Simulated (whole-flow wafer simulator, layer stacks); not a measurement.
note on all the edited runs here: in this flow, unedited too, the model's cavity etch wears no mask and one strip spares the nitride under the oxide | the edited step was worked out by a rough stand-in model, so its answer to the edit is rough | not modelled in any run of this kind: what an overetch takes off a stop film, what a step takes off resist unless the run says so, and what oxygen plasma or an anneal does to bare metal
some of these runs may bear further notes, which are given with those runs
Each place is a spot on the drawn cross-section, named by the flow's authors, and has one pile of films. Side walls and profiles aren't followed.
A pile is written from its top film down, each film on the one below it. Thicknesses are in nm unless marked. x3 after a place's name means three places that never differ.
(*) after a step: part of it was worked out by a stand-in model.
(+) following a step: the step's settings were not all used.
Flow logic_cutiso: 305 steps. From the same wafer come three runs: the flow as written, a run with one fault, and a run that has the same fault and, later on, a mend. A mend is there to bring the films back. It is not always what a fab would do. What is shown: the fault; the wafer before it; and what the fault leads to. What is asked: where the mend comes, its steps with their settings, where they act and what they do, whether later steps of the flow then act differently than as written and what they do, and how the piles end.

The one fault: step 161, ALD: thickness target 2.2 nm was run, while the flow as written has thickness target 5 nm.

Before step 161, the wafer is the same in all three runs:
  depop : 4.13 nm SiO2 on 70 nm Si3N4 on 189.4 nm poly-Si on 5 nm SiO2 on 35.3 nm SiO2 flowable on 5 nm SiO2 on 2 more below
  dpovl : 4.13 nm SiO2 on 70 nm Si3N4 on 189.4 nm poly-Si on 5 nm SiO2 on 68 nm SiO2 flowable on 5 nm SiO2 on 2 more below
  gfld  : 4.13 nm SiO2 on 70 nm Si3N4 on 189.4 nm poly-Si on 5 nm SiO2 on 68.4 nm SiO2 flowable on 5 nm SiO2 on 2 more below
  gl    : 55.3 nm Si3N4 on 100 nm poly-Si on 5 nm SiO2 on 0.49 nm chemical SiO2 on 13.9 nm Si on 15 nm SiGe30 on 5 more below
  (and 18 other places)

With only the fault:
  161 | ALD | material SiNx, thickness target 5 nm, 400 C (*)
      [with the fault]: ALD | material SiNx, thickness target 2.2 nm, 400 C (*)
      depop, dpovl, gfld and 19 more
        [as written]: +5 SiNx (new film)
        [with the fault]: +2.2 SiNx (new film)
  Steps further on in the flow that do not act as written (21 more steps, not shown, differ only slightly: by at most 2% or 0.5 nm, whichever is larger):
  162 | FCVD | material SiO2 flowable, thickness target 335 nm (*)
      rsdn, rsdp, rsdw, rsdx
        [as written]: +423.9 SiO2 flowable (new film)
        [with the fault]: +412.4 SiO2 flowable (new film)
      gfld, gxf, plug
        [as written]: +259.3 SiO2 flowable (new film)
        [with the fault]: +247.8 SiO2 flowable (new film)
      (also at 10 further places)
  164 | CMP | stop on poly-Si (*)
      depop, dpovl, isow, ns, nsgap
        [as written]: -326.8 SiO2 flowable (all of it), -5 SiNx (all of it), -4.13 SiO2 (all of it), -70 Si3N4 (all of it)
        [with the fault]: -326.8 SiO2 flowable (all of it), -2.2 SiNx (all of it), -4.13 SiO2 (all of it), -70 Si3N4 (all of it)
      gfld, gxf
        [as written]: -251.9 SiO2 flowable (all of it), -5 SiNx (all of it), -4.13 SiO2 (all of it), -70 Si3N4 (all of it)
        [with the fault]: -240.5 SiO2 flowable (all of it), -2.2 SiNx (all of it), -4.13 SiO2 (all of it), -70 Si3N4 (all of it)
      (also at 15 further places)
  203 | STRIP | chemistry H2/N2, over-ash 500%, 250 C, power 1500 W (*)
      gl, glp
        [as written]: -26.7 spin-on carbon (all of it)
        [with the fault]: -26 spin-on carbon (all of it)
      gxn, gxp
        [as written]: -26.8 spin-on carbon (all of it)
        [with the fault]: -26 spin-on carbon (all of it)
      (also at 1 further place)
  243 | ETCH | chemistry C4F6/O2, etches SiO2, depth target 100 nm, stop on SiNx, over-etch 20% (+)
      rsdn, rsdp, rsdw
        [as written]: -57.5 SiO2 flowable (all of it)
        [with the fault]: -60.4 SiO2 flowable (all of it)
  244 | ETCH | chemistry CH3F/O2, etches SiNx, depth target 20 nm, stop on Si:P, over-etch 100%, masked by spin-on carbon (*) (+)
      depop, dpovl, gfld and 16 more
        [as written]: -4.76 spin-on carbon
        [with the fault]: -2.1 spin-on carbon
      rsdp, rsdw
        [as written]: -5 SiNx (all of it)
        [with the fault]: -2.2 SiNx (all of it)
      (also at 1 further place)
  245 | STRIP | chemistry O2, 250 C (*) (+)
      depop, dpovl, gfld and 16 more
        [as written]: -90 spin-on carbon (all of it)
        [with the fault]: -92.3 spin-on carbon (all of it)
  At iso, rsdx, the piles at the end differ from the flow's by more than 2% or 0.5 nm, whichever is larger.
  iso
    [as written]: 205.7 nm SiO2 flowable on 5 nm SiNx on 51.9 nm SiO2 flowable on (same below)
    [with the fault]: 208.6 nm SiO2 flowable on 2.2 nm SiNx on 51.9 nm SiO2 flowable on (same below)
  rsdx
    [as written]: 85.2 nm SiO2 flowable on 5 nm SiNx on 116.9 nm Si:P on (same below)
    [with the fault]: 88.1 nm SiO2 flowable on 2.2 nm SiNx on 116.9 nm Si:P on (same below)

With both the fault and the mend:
  The mend follows step 161.
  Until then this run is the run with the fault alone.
  161a | ALD | material SiNx, thickness target 2.8 nm, 400 C (*) (the flow's step 161 again, with other settings)
      depop, dpovl, gfld and 19 more
        +2.8 SiNx
  Every later step of the flow that is run acts as written, at every place that is followed, to within 2% or 0.5 nm, whichever is larger.
  At every place that both follow, the piles at the end match the flow's.
